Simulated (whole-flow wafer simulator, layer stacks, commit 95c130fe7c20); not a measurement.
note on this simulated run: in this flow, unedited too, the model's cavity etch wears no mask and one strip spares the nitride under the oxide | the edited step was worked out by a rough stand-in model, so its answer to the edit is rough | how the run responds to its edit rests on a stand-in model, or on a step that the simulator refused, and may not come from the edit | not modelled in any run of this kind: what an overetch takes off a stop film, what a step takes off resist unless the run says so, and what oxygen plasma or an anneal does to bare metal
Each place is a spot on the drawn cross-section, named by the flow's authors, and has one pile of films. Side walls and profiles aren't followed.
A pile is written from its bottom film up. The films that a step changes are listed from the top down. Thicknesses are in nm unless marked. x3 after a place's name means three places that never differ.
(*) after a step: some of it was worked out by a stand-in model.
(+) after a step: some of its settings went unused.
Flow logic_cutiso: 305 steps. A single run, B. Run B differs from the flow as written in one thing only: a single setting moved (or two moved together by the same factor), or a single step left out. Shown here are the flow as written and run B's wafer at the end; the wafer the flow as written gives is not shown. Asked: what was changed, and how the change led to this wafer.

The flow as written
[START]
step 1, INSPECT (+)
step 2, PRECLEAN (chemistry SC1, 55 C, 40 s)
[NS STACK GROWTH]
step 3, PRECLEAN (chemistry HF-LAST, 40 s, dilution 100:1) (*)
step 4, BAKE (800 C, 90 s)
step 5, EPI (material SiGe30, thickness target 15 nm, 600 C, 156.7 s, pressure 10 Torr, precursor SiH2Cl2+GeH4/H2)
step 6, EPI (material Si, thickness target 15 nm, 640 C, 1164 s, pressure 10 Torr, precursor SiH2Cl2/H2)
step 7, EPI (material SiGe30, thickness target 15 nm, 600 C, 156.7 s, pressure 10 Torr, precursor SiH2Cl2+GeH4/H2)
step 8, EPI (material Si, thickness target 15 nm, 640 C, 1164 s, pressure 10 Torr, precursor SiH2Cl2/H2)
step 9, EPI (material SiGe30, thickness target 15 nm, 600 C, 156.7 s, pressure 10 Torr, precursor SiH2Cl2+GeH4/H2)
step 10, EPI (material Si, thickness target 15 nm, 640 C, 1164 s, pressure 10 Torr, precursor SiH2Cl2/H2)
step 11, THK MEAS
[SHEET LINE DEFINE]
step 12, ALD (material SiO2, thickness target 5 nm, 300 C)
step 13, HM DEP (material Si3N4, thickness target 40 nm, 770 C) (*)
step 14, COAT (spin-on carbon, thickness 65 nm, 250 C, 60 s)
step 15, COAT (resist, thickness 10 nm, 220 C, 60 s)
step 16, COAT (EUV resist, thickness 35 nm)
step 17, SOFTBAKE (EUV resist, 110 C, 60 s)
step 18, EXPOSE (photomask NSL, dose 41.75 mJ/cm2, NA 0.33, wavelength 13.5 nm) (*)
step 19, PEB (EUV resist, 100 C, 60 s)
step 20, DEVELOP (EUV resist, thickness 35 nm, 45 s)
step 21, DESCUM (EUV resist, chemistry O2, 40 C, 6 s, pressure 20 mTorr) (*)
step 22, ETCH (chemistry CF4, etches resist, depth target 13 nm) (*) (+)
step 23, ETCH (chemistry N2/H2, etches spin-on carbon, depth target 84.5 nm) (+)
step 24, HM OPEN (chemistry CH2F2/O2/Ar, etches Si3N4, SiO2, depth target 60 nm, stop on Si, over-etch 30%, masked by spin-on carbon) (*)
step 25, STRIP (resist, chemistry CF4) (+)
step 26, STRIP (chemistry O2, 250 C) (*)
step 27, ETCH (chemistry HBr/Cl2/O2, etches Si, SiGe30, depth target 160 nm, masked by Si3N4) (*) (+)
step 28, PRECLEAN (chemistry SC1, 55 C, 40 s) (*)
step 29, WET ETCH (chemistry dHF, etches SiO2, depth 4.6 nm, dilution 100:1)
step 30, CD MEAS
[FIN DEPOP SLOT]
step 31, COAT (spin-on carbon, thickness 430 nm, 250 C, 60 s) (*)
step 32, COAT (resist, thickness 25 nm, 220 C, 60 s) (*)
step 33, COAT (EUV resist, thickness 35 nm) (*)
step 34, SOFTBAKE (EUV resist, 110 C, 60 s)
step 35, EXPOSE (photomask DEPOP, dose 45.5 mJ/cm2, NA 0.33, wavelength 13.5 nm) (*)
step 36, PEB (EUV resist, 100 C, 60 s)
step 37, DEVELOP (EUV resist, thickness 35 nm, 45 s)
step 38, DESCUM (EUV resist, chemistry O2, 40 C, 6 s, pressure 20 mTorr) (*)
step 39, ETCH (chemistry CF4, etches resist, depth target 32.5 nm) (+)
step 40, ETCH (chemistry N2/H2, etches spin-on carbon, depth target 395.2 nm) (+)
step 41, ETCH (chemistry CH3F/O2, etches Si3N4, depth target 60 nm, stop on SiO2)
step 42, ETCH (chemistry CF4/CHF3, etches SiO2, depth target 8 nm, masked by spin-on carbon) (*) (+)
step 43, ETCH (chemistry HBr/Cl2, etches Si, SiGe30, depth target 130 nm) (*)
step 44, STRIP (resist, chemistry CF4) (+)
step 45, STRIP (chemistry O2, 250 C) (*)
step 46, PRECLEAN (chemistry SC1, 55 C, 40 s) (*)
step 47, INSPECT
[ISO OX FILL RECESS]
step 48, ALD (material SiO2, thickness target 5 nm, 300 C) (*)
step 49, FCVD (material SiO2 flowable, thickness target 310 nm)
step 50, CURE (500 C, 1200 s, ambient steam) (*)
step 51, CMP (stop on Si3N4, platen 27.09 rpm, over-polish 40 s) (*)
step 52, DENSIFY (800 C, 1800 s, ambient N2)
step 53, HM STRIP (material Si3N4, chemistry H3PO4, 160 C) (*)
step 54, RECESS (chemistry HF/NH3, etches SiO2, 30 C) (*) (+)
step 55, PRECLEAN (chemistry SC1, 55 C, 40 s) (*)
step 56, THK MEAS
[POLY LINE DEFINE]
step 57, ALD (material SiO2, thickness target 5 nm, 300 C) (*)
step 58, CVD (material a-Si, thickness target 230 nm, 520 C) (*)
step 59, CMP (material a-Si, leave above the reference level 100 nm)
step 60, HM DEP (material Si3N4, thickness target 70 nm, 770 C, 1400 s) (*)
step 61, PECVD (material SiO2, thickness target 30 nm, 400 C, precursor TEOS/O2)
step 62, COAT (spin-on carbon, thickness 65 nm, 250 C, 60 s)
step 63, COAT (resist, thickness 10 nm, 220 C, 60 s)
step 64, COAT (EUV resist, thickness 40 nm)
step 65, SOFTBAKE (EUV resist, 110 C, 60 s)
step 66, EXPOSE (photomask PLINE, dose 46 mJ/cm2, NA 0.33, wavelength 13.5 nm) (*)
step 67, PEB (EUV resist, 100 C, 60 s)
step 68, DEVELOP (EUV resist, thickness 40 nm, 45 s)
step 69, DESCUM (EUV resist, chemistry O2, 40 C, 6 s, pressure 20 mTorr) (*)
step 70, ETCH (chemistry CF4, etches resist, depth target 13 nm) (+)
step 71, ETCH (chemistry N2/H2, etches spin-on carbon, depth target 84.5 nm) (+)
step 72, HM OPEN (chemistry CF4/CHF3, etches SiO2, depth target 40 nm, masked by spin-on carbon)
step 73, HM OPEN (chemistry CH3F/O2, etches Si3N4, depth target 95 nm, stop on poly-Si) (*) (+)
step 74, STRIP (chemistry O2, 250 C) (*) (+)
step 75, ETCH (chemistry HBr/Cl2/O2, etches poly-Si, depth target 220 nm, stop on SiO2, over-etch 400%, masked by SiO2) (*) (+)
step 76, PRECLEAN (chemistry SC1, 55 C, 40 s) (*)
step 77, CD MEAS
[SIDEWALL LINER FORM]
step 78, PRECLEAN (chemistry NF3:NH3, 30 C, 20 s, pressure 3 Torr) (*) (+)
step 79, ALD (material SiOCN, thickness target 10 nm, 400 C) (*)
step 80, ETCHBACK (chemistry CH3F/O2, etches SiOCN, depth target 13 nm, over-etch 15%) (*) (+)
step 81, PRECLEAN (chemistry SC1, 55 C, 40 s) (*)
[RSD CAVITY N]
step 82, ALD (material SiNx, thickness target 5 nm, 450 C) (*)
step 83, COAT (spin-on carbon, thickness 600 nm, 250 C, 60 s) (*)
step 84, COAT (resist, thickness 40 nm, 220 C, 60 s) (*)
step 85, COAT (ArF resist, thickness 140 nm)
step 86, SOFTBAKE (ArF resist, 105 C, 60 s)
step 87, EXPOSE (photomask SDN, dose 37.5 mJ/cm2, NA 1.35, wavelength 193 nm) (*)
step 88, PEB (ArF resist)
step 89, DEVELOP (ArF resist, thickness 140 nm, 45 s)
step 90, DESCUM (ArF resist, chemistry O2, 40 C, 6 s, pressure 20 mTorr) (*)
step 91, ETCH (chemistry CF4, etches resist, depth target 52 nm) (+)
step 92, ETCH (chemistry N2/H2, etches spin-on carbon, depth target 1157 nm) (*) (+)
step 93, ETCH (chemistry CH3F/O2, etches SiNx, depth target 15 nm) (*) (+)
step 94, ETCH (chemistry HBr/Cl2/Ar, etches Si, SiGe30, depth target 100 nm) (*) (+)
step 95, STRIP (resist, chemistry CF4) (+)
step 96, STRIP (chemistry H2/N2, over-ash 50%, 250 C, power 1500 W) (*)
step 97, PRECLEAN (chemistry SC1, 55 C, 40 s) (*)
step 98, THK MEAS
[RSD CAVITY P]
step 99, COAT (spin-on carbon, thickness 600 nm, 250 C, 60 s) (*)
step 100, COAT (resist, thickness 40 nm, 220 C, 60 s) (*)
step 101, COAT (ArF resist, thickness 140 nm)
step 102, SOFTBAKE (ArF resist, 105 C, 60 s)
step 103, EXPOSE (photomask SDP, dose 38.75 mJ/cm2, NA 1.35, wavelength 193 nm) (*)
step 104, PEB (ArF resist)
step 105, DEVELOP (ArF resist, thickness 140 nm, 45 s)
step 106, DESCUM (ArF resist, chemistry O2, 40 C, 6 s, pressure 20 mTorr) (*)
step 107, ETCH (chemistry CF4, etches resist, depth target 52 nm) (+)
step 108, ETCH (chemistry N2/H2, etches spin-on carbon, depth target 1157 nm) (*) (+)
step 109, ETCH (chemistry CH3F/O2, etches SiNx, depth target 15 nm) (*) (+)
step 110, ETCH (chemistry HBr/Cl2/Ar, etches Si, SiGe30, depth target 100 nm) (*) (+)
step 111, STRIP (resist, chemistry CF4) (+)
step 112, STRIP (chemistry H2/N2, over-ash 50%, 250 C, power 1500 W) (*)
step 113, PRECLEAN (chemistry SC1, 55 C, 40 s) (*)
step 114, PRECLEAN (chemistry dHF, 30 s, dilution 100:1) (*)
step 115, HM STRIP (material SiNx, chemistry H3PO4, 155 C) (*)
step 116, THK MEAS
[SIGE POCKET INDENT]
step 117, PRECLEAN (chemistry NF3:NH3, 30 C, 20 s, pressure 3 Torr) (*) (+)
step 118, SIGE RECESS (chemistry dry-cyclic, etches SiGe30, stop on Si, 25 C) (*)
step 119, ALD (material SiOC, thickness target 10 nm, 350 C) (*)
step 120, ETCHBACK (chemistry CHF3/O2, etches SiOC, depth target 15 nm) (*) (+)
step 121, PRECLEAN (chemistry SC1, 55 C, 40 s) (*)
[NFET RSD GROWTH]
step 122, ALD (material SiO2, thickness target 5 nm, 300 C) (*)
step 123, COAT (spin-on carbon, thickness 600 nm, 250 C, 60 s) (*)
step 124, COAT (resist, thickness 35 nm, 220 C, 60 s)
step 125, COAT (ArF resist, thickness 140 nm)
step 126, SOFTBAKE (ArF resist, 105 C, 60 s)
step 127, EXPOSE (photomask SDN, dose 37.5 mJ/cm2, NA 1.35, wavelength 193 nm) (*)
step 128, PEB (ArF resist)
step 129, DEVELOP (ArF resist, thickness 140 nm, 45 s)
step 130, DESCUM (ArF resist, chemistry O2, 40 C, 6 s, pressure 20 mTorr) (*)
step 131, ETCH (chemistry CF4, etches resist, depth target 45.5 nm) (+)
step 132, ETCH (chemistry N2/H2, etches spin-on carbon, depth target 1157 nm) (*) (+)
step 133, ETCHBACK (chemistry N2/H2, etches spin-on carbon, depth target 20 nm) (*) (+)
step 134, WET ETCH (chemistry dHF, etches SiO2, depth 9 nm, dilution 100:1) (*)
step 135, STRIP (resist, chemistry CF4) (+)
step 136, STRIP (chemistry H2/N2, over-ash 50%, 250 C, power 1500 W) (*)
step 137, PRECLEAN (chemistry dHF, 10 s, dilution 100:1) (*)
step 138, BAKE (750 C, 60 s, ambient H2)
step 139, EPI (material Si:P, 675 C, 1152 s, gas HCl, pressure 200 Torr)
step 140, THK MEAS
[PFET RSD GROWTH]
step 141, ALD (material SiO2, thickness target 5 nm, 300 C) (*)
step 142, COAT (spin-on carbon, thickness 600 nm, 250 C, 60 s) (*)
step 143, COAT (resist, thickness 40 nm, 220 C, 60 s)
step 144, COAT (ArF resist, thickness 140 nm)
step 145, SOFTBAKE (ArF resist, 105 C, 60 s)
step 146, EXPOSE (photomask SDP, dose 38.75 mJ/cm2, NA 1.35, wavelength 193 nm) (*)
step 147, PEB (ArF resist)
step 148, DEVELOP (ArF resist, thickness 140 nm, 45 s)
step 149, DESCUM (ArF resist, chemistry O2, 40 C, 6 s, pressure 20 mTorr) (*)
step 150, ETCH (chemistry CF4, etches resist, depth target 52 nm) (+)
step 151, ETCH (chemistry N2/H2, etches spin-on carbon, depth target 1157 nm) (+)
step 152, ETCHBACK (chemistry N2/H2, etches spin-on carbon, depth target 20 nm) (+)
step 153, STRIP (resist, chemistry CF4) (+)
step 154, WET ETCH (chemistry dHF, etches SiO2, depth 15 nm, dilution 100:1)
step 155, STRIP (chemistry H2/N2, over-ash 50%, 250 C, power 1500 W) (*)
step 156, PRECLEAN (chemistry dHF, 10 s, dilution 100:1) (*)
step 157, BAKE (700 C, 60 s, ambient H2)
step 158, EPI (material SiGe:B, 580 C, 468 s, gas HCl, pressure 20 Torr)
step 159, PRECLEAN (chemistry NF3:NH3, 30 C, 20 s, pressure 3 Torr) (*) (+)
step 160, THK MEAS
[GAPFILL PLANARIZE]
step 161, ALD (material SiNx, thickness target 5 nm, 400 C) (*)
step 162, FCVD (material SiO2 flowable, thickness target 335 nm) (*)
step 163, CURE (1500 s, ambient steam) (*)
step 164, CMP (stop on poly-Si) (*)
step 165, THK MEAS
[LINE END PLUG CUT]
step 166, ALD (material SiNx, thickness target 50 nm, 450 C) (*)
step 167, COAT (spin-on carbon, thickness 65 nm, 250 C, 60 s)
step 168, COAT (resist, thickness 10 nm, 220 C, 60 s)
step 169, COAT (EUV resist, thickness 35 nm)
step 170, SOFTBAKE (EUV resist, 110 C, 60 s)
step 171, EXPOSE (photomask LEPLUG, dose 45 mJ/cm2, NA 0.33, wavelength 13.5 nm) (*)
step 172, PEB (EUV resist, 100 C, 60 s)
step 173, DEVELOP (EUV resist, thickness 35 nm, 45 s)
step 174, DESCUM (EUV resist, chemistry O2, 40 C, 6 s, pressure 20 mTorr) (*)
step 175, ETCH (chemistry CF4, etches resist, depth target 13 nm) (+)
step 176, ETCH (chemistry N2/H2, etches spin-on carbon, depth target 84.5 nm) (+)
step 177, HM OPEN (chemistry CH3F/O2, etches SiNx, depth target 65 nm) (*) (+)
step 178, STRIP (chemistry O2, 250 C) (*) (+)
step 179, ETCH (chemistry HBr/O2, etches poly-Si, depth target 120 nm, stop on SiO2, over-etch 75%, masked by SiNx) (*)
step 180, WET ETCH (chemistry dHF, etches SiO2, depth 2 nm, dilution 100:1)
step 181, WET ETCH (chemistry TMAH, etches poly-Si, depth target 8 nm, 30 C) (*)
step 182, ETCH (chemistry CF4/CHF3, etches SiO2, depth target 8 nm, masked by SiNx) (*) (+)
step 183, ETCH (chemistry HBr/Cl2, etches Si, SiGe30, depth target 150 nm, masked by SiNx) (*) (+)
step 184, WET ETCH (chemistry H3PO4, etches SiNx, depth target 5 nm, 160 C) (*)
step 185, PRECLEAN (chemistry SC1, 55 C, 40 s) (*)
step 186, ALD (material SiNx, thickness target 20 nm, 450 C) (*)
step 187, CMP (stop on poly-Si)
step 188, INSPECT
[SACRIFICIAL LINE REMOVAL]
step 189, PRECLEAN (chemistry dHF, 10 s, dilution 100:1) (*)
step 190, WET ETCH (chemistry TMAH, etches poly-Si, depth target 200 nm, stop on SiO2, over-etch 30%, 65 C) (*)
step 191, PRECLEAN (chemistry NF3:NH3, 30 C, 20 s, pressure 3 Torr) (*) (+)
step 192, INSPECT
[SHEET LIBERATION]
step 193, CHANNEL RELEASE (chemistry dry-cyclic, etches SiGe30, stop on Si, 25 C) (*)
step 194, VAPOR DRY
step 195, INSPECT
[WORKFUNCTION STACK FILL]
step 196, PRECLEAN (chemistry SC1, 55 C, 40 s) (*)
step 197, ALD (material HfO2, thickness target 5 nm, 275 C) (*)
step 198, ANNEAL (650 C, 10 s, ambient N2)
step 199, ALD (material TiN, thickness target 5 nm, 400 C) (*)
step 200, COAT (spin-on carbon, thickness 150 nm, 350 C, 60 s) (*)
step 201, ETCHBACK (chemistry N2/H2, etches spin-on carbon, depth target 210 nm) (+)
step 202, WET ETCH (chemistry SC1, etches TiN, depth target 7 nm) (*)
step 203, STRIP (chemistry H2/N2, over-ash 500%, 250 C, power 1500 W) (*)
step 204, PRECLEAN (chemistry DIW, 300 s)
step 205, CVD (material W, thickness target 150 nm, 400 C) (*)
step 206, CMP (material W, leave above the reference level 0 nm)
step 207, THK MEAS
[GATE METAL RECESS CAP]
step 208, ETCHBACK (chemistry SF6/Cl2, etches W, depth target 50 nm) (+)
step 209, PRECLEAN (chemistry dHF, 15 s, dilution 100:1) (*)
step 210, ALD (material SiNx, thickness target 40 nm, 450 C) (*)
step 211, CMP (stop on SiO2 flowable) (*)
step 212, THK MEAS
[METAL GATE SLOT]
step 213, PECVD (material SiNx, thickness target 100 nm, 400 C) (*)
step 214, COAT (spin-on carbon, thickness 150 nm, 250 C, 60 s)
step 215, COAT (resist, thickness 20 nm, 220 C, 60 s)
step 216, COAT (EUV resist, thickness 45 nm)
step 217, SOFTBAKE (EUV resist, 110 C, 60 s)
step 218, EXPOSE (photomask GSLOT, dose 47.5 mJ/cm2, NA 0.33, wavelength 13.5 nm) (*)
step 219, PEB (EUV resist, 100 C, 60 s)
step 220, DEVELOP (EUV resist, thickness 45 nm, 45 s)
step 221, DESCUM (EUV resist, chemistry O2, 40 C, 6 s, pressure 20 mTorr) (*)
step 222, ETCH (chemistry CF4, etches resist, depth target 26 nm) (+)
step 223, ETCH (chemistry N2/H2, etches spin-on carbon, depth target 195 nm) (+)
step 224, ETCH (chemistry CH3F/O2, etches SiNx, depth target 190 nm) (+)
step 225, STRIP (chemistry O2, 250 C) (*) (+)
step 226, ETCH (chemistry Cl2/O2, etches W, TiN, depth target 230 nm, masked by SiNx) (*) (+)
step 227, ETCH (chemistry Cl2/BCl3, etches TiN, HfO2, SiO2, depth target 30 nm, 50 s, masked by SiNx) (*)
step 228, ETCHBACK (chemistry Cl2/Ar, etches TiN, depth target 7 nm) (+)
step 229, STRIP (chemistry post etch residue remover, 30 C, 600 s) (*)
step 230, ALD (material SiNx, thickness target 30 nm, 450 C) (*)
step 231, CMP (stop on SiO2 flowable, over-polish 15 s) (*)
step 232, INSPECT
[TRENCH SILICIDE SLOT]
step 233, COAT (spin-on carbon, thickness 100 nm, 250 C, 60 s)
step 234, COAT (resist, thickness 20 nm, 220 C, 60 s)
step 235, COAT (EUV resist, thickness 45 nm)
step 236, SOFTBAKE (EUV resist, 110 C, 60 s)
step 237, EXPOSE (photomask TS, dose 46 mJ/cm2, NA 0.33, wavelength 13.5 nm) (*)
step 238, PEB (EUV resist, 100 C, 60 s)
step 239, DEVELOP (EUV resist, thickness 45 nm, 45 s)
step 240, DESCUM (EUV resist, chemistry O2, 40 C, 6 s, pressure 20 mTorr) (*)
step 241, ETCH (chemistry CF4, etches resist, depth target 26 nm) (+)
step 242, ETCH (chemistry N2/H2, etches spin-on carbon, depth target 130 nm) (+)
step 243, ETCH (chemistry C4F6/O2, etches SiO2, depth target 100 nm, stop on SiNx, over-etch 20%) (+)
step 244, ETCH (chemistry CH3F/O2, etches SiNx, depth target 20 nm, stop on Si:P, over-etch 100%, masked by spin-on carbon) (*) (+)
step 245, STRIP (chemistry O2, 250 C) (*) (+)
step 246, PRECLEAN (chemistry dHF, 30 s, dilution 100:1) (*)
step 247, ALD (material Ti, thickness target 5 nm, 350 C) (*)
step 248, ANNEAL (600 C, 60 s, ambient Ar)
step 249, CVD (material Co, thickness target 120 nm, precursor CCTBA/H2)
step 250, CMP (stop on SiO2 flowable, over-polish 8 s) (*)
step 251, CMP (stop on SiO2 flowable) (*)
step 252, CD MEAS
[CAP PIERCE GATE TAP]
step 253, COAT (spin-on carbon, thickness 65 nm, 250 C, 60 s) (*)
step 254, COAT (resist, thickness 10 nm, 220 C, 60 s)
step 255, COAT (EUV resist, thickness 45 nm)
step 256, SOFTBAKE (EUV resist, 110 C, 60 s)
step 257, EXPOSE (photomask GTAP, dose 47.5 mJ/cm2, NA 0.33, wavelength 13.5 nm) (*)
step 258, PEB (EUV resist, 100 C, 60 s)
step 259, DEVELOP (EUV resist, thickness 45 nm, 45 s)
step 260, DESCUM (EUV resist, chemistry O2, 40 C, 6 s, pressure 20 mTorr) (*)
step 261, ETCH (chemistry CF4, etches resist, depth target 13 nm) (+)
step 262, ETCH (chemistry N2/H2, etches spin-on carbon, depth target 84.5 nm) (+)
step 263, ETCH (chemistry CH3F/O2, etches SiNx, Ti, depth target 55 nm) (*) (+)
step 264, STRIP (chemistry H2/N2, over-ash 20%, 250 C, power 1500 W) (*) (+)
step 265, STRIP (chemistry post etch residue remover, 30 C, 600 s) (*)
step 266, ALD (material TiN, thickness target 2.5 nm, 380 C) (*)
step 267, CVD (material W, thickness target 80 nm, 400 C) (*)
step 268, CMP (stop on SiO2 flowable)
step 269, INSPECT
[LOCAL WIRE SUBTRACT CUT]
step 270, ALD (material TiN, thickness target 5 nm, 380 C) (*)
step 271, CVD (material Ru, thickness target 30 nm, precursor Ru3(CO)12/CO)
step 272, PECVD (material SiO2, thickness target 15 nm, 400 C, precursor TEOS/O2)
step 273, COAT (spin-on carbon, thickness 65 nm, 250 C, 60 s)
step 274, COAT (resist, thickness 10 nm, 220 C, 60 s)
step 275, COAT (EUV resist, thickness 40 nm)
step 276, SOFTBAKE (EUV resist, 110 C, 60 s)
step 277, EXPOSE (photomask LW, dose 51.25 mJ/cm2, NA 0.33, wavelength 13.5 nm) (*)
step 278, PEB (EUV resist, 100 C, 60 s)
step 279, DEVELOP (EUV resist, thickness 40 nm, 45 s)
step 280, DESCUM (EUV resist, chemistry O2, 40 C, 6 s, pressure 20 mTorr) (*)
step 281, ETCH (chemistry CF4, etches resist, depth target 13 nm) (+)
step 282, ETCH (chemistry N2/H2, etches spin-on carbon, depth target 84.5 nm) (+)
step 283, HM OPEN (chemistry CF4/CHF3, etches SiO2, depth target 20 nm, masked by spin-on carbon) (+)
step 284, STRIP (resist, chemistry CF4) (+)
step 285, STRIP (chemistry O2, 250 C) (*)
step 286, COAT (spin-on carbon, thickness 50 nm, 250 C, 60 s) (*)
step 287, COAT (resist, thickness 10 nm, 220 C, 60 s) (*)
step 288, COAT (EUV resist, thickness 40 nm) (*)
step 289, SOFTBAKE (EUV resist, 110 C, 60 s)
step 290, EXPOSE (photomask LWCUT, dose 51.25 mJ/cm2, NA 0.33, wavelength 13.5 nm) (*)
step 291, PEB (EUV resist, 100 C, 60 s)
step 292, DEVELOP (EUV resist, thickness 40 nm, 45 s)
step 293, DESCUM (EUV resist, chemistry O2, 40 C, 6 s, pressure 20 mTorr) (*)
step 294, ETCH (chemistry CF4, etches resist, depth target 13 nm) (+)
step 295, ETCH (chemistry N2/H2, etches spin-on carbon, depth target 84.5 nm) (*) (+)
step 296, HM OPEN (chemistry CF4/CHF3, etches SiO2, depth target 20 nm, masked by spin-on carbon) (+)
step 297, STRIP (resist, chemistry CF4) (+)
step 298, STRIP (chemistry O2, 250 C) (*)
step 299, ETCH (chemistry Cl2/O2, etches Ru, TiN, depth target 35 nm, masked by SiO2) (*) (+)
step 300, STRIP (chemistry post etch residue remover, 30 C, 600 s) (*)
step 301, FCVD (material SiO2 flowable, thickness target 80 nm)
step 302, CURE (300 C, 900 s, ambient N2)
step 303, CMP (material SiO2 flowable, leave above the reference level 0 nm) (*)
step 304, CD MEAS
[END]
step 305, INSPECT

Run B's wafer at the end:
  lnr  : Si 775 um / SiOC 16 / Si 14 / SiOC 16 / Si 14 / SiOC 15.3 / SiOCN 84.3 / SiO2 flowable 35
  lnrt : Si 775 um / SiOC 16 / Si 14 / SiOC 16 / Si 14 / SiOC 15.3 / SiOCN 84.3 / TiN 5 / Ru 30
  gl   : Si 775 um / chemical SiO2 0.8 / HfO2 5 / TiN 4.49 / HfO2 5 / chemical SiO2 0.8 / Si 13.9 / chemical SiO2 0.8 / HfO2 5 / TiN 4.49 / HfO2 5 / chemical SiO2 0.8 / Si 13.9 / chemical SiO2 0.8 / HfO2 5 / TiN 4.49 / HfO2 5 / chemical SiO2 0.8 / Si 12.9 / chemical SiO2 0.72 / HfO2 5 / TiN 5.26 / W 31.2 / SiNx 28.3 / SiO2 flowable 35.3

Cause: step 75, ETCH: over-etch 640% was run, whereas the flow has over-etch 400%.

Step by step, how the change led to this:
  step 75, ETCH (chemistry HBr/Cl2/O2, etches poly-Si, depth target 220 nm, stop on SiO2, over-etch 400%, masked by SiO2) (*) (+)
      lnr, lnrp, lnrt, rsdn, rsdp, rsdw, rsdx: -0.79 chemical SiO2 (all of it), -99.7 poly-Si (all of it), -5 SiO2 (all of it), -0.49 chemical SiO2 (all of it), -13.9 Si (all of it) (as written it would have been: -0.79 chemical SiO2 (all of it), -99.7 poly-Si (all of it), -5 SiO2 (all of it))
      iso, lnri: -0.79 chemical SiO2 (all of it), -189.1 poly-Si (all of it), -5 SiO2 (all of it), -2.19 SiO2 flowable (as written it would have been: -0.79 chemical SiO2 (all of it), -189.1 poly-Si (all of it), -4.55 SiO2)
      (and at 13 other places as well)
  step 80, ETCHBACK (chemistry CH3F/O2, etches SiOCN, depth target 13 nm, over-etch 15%) (*) (+)
      rsdn, rsdp, rsdw, rsdx: -10 SiOCN (all of it), -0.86 SiGe30 (as written it would have been: -10 SiOCN (all of it), -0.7 Si)
      lnr, lnrp, lnrt: +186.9 SiOCN (as written it would have been: +175.1 SiOCN)
  step 94, ETCH (chemistry HBr/Cl2/Ar, etches Si, SiGe30, depth target 100 nm) (*) (+)
      rsdn, rsdx: -0.49 chemical SiO2 (all of it), -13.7 SiGe30 (all of it), -15 Si (all of it), -15 SiGe30 (all of it), -15 Si (all of it), -15 SiGe30 (all of it), -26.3 Si (as written it would have been: -0.49 chemical SiO2 (all of it), -12.8 Si (all of it), -15 SiGe30 (all of it), -15 Si (all of it), -15 SiGe30 (all of it), -15 Si (all of it), -15 SiGe30 (all of it), -12.2 Si)
  step 110, ETCH (chemistry HBr/Cl2/Ar, etches Si, SiGe30, depth target 100 nm) (*) (+)
      rsdp, rsdw: -0.49 chemical SiO2 (all of it), -13.7 SiGe30 (all of it), -15 Si (all of it), -15 SiGe30 (all of it), -15 Si (all of it), -15 SiGe30 (all of it), -26.3 Si (as written it would have been: -0.49 chemical SiO2 (all of it), -12.8 Si (all of it), -15 SiGe30 (all of it), -15 Si (all of it), -15 SiGe30 (all of it), -15 Si (all of it), -15 SiGe30 (all of it), -12.2 Si)
  step 118, SIGE RECESS (chemistry dry-cyclic, etches SiGe30, stop on Si, 25 C) (*)
      lnr, lnrp, lnrt: -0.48 SiOCN, +15.3 cavity (new film), -14.8 SiGe30 (all of it), -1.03 Si, +16 cavity (new film), -15 SiGe30 (all of it), -1.03 Si, +16 cavity (new film), -15 SiGe30 (all of it), -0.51 Si (as written it would have been: -0.48 SiOCN, -0.51 Si, +16 cavity (new film), -15 SiGe30 (all of it), -1.03 Si, +16 cavity (new film), -15 SiGe30 (all of it), -1.03 Si, +16 cavity (new film), -15 SiGe30 (all of it), -0.51 Si)
  step 119, ALD (material SiOC, thickness target 10 nm, 350 C) (*)
      lnr, lnrp, lnrt: +10 SiOC (new film), +15.3 SiOC (new film), -15.3 cavity (all of it), +16 SiOC (new film), -16 cavity (all of it), +16 SiOC (new film), -16 cavity (all of it) (as written it would have been: +10 SiOC (new film), +16 SiOC (new film), -16 cavity (all of it), +16 SiOC (new film), -16 cavity (all of it), +16 SiOC (new film), -16 cavity (all of it))
  step 120, ETCHBACK (chemistry CHF3/O2, etches SiOC, depth target 15 nm) (*) (+)
      gxn: -10.8 SiOC (all of it), -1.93 SiO2 (all of it), -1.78 Si3N4 (as written it would have been: -11 SiOC (all of it), -4.21 SiO2 (all of it))
      gxp: -10.7 SiOC (all of it), -1.97 SiO2 (all of it), -1.77 Si3N4 (as written it would have been: -11 SiOC (all of it), -4.25 SiO2 (all of it))
      (and at 3 other places as well)
  step 122, ALD (material SiO2, thickness target 5 nm, 300 C) (*)
      gxn: +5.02 SiO2 (new film) (as written it would have been: +6.76 SiO2 (new film))
      gxp: +5 SiO2 (new film) (as written it would have been: +6.75 SiO2 (new film))
  step 132, ETCH (chemistry N2/H2, etches spin-on carbon, depth target 1157 nm) (*) (+)
      gxn: -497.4 spin-on carbon (all of it), -5.02 SiO2 (all of it), -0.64 Si3N4 (as written it would have been: -499.4 spin-on carbon (all of it), -6.06 SiO2)
  step 133, ETCHBACK (chemistry N2/H2, etches spin-on carbon, depth target 20 nm) (*) (+)
      gxn: -0.56 Si3N4 (as written it would have been: -0.7 SiO2 (all of it), -0.21 Si3N4)
  step 139, EPI (material Si:P, 675 C, 1152 s, gas HCl, pressure 200 Torr)
      rsdn, rsdx: +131 Si:P (new film) (as written it would have been: +116.9 Si:P (new film))
  step 141, ALD (material SiO2, thickness target 5 nm, 300 C) (*)
      gxp: +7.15 SiO2 (as written it would have been: +5 SiO2)
  step 158, EPI (material SiGe:B, 580 C, 468 s, gas HCl, pressure 20 Torr)
      rsdp, rsdw: +131 SiGe:B (new film) (as written it would have been: +116.8 SiGe:B (new film))
  step 164, CMP (stop on poly-Si) (*)
      depop, dpovl, isow, ns, nsgap: -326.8 SiO2 flowable (all of it), -5 SiNx (all of it), -1.86 SiO2 (all of it), -70 Si3N4 (all of it) (as written it would have been: -326.8 SiO2 flowable (all of it), -5 SiNx (all of it), -4.13 SiO2 (all of it), -70 Si3N4 (all of it))
      gfld, gxf: -252.6 SiO2 flowable (all of it), -5 SiNx (all of it), -1.86 SiO2 (all of it), -70 Si3N4 (all of it) (as written it would have been: -251.9 SiO2 flowable (all of it), -5 SiNx (all of it), -4.13 SiO2 (all of it), -70 Si3N4 (all of it))
      (and at 10 other places as well)
